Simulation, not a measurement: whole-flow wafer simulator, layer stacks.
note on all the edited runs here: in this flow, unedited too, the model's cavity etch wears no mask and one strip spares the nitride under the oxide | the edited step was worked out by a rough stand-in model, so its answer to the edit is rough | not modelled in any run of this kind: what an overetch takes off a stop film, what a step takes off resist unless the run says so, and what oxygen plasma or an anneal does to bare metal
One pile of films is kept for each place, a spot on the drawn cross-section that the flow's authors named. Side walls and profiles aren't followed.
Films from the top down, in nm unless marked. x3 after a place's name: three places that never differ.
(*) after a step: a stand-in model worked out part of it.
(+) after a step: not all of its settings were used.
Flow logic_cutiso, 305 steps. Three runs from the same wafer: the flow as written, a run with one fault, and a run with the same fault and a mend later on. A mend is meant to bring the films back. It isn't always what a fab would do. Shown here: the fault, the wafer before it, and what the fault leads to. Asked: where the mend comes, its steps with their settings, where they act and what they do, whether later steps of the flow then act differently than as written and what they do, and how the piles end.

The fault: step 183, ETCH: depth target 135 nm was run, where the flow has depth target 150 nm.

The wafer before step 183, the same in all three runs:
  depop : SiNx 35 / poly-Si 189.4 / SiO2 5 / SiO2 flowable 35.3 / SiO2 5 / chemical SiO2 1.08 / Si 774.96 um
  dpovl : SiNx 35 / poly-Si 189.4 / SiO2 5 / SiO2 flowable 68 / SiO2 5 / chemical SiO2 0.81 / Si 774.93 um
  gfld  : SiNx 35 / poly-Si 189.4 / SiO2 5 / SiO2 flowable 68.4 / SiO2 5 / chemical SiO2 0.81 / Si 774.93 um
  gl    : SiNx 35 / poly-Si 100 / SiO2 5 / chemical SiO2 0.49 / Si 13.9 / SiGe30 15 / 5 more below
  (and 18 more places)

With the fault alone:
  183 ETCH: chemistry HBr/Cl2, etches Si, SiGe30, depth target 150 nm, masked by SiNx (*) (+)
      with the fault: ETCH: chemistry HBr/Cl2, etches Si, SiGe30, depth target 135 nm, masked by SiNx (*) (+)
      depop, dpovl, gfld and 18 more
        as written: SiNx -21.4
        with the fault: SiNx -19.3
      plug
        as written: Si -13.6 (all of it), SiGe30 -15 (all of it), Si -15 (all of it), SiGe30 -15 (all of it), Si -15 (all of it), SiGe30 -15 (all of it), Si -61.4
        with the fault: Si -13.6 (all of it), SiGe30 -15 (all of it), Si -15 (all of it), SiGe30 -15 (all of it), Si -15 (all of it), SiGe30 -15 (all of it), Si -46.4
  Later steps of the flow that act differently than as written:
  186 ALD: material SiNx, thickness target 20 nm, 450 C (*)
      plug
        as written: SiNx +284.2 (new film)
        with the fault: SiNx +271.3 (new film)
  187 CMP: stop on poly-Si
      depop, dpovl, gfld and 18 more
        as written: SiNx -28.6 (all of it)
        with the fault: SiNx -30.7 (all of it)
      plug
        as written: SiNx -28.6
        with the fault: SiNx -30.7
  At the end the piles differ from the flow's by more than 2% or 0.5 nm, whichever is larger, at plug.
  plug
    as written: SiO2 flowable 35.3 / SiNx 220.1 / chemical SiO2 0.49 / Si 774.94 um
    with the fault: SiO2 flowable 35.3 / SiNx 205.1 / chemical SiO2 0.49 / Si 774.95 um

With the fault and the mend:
  The mend comes after step 183.
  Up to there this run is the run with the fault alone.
  183a ETCH: chemistry HBr/Cl2, etches Si, SiGe30, depth target 15 nm, masked by SiNx (*) (+) (the flow's step 183 once more, with other settings)
      depop, dpovl, gfld and 18 more
        SiNx -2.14
      plug
        Si -15
  No later step of the flow acts differently than as written at any place that is followed.
  At the end the piles are the same as the flow's at every place that both follow.
